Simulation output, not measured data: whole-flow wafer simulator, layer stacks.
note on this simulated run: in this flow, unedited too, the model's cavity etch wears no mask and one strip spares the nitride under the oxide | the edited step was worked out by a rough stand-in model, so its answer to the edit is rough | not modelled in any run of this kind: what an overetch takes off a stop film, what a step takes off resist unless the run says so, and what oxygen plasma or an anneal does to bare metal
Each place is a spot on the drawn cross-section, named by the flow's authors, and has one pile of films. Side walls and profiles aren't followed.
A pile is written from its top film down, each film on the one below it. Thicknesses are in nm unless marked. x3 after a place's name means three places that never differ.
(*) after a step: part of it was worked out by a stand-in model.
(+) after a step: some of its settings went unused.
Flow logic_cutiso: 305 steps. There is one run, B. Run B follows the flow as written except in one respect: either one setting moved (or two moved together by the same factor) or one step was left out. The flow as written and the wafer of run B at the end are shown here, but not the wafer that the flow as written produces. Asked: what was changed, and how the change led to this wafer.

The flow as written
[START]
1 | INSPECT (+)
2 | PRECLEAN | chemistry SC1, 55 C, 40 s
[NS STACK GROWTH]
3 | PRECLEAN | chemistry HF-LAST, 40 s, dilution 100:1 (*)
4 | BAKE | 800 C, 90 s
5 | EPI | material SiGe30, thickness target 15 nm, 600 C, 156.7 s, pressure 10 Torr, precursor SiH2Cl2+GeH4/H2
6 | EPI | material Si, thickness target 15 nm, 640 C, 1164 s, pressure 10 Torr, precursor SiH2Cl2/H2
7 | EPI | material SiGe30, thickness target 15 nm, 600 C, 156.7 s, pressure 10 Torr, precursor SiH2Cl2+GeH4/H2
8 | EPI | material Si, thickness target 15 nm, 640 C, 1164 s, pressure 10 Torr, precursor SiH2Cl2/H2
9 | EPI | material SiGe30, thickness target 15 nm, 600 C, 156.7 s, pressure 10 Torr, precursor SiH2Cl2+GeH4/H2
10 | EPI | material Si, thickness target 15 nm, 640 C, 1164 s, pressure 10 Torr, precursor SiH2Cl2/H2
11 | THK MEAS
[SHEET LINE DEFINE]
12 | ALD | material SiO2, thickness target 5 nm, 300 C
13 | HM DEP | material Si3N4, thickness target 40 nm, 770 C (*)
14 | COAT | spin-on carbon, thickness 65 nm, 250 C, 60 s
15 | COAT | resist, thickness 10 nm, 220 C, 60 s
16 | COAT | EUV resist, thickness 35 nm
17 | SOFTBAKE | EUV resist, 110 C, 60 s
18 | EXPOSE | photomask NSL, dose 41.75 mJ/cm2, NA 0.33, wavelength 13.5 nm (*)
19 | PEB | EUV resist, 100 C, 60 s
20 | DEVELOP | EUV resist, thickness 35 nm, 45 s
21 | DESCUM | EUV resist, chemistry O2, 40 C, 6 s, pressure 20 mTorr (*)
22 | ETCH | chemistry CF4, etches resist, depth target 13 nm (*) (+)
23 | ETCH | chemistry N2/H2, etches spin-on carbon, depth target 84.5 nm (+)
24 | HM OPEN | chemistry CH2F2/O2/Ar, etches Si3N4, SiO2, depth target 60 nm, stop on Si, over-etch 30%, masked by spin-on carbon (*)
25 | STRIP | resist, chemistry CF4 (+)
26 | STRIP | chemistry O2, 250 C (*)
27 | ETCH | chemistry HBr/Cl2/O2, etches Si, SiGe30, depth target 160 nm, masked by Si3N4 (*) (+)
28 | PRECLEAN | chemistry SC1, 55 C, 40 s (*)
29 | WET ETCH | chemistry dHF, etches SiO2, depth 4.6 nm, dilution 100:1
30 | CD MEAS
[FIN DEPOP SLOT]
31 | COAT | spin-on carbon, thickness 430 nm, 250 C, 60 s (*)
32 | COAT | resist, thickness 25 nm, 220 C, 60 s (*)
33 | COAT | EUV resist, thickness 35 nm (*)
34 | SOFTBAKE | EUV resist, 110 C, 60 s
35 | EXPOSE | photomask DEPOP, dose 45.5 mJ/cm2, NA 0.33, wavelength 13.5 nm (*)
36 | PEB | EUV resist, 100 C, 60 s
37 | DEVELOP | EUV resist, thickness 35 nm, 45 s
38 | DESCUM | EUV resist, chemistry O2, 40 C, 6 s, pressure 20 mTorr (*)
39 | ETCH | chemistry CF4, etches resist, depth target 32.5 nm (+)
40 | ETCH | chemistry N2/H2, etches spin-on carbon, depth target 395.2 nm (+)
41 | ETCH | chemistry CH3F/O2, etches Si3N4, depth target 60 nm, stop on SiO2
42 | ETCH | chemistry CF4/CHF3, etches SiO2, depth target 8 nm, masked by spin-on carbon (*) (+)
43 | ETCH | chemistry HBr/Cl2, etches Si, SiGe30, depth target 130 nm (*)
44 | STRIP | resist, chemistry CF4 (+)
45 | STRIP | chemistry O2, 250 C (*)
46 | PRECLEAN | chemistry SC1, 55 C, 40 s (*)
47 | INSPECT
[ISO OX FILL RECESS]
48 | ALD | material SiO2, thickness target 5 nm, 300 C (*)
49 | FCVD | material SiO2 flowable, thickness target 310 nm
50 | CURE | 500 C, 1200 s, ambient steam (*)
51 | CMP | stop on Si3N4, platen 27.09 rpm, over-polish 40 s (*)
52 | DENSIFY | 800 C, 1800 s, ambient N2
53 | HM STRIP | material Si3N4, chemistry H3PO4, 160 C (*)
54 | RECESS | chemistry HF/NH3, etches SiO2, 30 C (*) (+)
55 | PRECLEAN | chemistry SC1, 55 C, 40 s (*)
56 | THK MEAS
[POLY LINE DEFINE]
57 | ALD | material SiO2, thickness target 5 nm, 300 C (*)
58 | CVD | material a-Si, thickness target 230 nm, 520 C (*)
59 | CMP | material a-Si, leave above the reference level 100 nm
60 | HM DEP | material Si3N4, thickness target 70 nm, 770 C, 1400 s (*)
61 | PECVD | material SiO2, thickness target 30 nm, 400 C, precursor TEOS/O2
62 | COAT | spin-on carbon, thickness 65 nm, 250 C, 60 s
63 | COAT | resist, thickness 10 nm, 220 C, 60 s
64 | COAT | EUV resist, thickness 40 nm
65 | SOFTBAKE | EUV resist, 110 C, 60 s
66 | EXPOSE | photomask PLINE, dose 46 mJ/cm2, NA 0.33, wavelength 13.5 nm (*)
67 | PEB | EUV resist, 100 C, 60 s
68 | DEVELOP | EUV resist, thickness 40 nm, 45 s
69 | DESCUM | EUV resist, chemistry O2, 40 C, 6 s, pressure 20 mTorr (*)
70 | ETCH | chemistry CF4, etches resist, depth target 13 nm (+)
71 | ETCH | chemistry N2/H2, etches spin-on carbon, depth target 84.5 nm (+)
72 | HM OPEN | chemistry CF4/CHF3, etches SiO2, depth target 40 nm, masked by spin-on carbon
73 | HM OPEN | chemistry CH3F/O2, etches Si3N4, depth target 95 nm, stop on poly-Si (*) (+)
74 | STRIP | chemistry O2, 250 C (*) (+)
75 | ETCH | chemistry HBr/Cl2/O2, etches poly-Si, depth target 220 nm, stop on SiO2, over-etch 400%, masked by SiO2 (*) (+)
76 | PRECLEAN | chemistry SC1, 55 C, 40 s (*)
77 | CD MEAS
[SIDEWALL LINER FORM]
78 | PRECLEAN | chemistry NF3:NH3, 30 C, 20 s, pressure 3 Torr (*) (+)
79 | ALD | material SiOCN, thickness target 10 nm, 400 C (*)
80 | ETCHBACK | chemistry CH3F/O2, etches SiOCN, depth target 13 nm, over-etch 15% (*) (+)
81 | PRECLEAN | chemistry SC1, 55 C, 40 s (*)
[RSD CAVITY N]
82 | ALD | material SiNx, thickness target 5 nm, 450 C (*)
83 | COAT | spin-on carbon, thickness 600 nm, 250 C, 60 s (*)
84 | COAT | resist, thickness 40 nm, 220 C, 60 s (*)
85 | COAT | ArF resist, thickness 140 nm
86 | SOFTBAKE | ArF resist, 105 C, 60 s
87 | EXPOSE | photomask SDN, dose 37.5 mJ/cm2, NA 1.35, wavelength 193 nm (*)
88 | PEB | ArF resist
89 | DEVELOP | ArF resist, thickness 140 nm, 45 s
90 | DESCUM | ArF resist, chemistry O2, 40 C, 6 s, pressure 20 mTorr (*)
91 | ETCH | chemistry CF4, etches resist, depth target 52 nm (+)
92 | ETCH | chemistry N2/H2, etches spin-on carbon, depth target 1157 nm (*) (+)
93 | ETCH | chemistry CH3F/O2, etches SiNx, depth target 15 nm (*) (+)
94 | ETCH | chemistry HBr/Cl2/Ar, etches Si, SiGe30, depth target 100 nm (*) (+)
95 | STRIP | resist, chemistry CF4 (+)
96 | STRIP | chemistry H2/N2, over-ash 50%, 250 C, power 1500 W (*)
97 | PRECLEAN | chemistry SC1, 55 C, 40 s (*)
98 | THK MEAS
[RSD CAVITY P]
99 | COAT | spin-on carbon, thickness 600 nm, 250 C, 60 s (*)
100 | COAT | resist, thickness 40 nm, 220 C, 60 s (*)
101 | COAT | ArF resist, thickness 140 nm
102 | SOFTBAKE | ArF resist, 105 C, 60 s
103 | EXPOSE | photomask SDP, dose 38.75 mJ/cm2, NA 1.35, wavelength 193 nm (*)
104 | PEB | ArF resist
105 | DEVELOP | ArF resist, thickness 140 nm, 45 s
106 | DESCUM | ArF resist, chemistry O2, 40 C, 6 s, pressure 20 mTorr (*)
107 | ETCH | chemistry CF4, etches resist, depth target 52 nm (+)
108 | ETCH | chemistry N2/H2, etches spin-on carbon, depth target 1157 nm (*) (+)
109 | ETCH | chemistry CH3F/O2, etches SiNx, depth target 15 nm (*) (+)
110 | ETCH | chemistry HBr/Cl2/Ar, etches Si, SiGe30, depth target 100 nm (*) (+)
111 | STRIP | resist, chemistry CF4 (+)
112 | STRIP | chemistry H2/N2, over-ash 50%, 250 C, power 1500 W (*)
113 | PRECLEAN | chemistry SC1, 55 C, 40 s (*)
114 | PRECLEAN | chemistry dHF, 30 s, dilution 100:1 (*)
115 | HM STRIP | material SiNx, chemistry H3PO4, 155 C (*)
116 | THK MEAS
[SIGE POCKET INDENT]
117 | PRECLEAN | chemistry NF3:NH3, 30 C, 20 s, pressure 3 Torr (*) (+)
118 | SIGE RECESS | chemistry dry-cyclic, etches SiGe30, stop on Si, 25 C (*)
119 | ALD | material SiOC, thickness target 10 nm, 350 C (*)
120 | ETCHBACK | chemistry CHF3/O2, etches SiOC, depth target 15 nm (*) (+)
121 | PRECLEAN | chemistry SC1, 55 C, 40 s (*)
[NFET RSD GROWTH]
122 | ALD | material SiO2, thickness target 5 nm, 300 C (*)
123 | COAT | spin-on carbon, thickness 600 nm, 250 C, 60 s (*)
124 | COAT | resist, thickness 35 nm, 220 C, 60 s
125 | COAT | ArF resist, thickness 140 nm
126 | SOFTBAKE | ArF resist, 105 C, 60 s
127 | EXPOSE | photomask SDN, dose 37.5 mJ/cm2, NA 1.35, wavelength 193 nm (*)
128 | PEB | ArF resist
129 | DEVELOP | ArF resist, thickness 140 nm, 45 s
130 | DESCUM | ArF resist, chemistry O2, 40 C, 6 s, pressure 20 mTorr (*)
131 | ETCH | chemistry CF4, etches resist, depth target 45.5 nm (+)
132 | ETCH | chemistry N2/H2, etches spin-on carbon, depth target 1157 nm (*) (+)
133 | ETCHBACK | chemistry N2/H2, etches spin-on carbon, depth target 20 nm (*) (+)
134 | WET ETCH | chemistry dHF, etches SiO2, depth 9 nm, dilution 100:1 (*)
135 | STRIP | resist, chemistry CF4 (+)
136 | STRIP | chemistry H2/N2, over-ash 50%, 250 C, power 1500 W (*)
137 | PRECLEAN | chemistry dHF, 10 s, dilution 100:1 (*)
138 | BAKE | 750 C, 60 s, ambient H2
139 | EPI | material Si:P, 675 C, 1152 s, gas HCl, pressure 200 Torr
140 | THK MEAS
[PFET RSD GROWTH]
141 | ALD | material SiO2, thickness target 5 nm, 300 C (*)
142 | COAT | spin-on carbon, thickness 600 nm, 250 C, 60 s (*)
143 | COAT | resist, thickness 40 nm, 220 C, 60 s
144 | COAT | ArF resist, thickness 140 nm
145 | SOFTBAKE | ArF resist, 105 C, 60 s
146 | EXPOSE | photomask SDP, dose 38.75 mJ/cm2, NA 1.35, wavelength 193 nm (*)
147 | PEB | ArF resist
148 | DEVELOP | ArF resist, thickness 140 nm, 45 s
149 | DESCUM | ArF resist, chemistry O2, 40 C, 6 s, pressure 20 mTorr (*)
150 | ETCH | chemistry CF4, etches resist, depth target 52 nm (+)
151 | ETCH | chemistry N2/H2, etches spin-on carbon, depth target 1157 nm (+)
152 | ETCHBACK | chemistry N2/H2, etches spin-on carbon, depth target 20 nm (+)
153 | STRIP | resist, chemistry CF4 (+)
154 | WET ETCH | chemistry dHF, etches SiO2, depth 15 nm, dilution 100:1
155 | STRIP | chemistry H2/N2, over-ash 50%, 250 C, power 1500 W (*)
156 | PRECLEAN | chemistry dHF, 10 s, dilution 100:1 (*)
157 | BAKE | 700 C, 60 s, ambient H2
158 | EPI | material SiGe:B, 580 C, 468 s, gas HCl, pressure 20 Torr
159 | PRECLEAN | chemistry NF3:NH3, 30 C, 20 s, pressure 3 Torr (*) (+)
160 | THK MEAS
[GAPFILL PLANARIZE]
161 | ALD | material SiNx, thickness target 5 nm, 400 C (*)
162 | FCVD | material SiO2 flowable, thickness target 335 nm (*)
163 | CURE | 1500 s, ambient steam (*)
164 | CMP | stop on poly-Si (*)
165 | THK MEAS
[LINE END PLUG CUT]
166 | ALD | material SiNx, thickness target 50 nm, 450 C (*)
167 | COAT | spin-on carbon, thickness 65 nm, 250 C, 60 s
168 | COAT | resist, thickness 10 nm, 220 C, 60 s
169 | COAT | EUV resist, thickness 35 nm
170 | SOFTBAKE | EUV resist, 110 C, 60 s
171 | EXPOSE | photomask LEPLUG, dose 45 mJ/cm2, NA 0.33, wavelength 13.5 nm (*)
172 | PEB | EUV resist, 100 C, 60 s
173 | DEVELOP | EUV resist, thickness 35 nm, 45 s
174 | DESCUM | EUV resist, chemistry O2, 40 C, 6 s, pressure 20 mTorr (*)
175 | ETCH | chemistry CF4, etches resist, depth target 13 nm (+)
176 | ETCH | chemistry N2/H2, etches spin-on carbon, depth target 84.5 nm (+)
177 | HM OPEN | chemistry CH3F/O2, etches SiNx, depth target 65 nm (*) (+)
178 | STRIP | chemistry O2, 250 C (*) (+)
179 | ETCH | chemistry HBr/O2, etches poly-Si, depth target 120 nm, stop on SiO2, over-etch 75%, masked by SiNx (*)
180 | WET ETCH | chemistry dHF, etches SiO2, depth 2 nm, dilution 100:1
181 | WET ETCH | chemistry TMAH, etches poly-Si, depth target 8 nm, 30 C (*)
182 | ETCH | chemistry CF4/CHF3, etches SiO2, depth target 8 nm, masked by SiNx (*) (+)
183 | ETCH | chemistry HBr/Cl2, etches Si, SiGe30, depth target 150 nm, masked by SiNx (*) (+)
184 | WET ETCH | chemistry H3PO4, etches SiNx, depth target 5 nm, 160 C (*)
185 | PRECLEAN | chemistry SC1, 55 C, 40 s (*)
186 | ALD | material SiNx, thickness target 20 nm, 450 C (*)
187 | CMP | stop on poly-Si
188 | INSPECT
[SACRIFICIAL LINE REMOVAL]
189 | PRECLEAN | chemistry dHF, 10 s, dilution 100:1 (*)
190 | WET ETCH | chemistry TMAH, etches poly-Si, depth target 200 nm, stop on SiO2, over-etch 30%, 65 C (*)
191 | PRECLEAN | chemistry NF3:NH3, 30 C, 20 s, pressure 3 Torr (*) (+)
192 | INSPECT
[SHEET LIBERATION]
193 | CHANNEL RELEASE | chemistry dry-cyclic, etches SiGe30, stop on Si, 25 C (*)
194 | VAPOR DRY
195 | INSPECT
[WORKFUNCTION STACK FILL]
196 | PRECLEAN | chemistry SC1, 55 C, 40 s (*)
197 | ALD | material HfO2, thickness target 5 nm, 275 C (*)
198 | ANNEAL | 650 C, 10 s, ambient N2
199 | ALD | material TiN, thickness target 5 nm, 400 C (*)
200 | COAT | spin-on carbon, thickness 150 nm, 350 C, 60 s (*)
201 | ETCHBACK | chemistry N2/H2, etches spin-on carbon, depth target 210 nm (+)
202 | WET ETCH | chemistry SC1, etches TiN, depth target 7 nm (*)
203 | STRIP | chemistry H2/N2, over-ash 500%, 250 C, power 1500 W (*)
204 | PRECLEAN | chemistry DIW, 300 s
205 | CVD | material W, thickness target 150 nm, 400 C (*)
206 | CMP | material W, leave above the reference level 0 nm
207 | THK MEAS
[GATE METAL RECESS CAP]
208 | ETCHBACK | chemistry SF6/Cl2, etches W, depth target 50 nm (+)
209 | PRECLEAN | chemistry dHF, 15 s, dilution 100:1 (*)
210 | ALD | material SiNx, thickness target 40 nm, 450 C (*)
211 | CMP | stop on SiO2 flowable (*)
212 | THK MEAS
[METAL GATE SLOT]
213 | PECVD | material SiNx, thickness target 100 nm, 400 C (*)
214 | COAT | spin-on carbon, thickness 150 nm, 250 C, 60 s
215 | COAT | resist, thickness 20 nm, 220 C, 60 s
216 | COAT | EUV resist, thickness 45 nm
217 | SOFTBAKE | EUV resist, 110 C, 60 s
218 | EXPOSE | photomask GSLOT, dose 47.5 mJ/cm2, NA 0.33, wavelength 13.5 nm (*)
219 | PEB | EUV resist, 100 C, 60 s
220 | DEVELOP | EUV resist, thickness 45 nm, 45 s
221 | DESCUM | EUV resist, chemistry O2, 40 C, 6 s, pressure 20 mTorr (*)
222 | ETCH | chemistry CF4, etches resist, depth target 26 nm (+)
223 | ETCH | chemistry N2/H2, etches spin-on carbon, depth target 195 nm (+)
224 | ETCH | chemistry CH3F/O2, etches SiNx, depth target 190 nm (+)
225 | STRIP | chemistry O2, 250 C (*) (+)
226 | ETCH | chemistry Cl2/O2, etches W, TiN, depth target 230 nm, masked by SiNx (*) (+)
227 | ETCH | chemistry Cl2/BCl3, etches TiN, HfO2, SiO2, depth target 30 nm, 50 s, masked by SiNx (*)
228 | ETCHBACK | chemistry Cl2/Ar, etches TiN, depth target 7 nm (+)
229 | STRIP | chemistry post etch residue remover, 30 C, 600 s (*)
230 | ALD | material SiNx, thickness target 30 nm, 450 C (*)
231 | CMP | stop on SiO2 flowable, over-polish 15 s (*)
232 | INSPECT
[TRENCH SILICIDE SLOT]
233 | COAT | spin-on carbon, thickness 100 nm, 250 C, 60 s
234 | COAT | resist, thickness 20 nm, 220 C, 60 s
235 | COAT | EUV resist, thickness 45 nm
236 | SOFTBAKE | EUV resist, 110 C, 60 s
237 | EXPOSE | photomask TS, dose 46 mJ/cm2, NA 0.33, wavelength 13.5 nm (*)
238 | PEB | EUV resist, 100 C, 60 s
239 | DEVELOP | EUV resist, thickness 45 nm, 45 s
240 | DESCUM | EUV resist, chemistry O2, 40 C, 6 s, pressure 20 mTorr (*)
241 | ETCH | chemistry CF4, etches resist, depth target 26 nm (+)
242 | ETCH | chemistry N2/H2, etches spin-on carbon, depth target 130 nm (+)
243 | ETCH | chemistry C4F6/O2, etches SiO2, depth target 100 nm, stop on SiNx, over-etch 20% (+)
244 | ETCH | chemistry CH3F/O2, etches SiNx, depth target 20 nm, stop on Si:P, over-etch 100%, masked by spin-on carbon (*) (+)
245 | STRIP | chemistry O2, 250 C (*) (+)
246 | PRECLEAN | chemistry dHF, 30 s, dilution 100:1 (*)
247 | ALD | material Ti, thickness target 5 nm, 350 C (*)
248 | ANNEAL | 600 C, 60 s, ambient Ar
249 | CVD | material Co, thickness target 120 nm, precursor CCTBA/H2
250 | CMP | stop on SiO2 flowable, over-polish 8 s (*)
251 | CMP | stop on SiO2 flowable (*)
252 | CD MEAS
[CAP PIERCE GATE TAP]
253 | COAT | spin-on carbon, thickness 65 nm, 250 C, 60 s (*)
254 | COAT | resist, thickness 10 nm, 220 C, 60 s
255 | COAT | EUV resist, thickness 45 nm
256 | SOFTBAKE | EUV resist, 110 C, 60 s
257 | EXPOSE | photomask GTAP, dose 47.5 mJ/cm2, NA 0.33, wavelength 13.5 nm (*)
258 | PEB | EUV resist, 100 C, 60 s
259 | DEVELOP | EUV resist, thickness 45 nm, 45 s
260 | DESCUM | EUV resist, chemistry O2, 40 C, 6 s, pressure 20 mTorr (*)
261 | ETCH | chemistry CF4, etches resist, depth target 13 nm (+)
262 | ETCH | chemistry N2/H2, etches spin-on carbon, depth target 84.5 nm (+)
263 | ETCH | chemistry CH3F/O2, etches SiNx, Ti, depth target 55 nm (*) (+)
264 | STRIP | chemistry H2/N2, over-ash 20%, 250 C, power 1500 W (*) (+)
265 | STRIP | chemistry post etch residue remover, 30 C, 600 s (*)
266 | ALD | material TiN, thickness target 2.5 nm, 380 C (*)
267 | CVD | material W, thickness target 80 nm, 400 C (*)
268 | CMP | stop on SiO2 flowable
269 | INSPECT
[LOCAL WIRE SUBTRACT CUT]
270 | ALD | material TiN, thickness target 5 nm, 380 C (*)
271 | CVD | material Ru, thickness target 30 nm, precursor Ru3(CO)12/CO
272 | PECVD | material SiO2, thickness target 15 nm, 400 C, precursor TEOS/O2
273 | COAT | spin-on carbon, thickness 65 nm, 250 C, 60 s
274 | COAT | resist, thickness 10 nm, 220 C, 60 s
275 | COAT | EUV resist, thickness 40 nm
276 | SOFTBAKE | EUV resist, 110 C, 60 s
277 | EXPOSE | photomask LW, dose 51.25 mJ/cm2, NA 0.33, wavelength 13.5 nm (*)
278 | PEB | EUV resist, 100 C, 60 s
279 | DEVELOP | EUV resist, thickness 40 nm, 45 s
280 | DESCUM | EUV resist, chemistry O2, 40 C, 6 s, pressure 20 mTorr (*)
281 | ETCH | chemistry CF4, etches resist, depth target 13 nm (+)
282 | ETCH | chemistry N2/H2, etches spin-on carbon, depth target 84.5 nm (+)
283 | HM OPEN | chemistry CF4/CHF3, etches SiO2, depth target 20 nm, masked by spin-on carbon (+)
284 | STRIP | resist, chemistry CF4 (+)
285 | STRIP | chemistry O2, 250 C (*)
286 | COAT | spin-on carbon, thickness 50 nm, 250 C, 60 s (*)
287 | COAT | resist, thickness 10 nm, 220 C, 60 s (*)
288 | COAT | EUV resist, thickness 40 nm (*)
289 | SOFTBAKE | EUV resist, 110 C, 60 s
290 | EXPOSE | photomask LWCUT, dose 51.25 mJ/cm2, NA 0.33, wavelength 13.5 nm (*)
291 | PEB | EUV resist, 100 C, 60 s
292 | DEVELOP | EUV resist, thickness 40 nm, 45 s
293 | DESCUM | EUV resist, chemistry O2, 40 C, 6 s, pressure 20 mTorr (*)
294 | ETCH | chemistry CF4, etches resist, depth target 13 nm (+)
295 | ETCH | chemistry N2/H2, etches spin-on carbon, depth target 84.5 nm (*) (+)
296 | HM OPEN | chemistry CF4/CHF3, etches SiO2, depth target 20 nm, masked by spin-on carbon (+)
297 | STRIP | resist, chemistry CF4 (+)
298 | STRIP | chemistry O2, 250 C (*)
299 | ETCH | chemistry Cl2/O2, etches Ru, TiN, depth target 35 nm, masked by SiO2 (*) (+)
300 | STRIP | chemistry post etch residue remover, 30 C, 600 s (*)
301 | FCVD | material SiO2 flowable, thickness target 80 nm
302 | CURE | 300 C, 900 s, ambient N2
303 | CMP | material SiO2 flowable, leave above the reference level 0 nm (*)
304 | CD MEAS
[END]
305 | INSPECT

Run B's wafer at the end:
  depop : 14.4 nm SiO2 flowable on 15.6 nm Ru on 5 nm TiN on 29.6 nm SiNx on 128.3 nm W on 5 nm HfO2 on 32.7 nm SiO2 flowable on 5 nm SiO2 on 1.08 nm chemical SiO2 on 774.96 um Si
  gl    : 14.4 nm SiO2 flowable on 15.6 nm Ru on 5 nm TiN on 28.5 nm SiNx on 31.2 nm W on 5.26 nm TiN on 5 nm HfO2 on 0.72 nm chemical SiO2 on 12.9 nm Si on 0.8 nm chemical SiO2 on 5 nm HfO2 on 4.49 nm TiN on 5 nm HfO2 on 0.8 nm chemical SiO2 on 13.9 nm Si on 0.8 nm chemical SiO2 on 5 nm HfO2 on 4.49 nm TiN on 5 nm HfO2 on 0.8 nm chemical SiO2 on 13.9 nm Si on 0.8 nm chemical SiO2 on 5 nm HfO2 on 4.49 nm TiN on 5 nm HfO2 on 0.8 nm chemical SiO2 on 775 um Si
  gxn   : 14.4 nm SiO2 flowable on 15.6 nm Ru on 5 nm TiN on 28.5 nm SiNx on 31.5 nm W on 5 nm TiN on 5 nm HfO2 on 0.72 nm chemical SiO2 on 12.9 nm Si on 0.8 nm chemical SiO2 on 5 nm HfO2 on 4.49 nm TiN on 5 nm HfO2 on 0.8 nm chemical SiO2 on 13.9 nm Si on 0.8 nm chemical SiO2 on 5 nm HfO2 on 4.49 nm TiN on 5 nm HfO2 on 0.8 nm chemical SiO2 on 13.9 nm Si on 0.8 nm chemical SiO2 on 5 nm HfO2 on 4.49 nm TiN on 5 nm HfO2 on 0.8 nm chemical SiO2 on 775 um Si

The reason: step 299, ETCH: depth target 14 nm was run, while the flow as written has depth target 35 nm.

The path from the change to this, step by step:
  299 | ETCH | chemistry Cl2/O2, etches Ru, TiN, depth target 35 nm, masked by SiO2 (*) (+)
      depop, dpovl, gfld and 15 more: -14 Ru (in the flow as written it would be: -29.6 Ru (all of it), -5 TiN (all of it))
      lnrt, rsdn, rsdp, tap: -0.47 SiO2 (in the flow as written it would be: -1.17 SiO2)
  301 | FCVD | material SiO2 flowable, thickness target 80 nm
      iso, rsdx: +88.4 SiO2 flowable (new film) (in the flow as written it would be: +94.2 SiO2 flowable)
      gfld, gl, glp, gxf, gxn, gxp, plug: +88.4 SiO2 flowable (new film) (in the flow as written it would be: +94.4 SiO2 flowable (new film))
      (as well as at 8 more places)
  303 | CMP | material SiO2 flowable, leave above the reference level 0 nm (*)
      gfld, gl, glp and 10 more: -74.1 SiO2 flowable (in the flow as written it would be: -59.2 SiO2 flowable)
      depop, dpovl, isow, ns, nsgap: -65.6 SiO2 flowable (in the flow as written it would be: -44.7 SiO2 flowable)
      (as well as at 4 more places)
If metal films that touch count as one body, depop has 2 bodies (between them, from the top down: SiNx 29.6); the flow as written gives 1 body.
If metal films that touch count as one body, gl has 5 bodies (between them, from the top down: SiNx 28.5; HfO2 5 / chemical SiO2 0.72 / Si 12.9 / chemical SiO2 0.8 / HfO2 5; HfO2 5 / chemical SiO2 0.8 / Si 13.9 / chemical SiO2 0.8 / HfO2 5; HfO2 5 / chemical SiO2 0.8 / Si 13.9 / chemical SiO2 0.8 / HfO2 5); the flow as written gives 4 bodies (between them, from the top down: HfO2 5 / chemical SiO2 0.72 / Si 12.9 / chemical SiO2 0.8 / HfO2 5; HfO2 5 / chemical SiO2 0.8 / Si 13.9 / chemical SiO2 0.8 / HfO2 5; HfO2 5 / chemical SiO2 0.8 / Si 13.9 / chemical SiO2 0.8 / HfO2 5).
If metal films that touch count as one body, gxn has 5 bodies (between them, from the top down: SiNx 28.5; HfO2 5 / chemical SiO2 0.72 / Si 12.9 / chemical SiO2 0.8 / HfO2 5; HfO2 5 / chemical SiO2 0.8 / Si 13.9 / chemical SiO2 0.8 / HfO2 5; HfO2 5 / chemical SiO2 0.8 / Si 13.9 / chemical SiO2 0.8 / HfO2 5); the flow as written gives 4 bodies (between them, from the top down: HfO2 5 / chemical SiO2 0.72 / Si 12.9 / chemical SiO2 0.8 / HfO2 5; HfO2 5 / chemical SiO2 0.8 / Si 13.9 / chemical SiO2 0.8 / HfO2 5; HfO2 5 / chemical SiO2 0.8 / Si 13.9 / chemical SiO2 0.8 / HfO2 5).
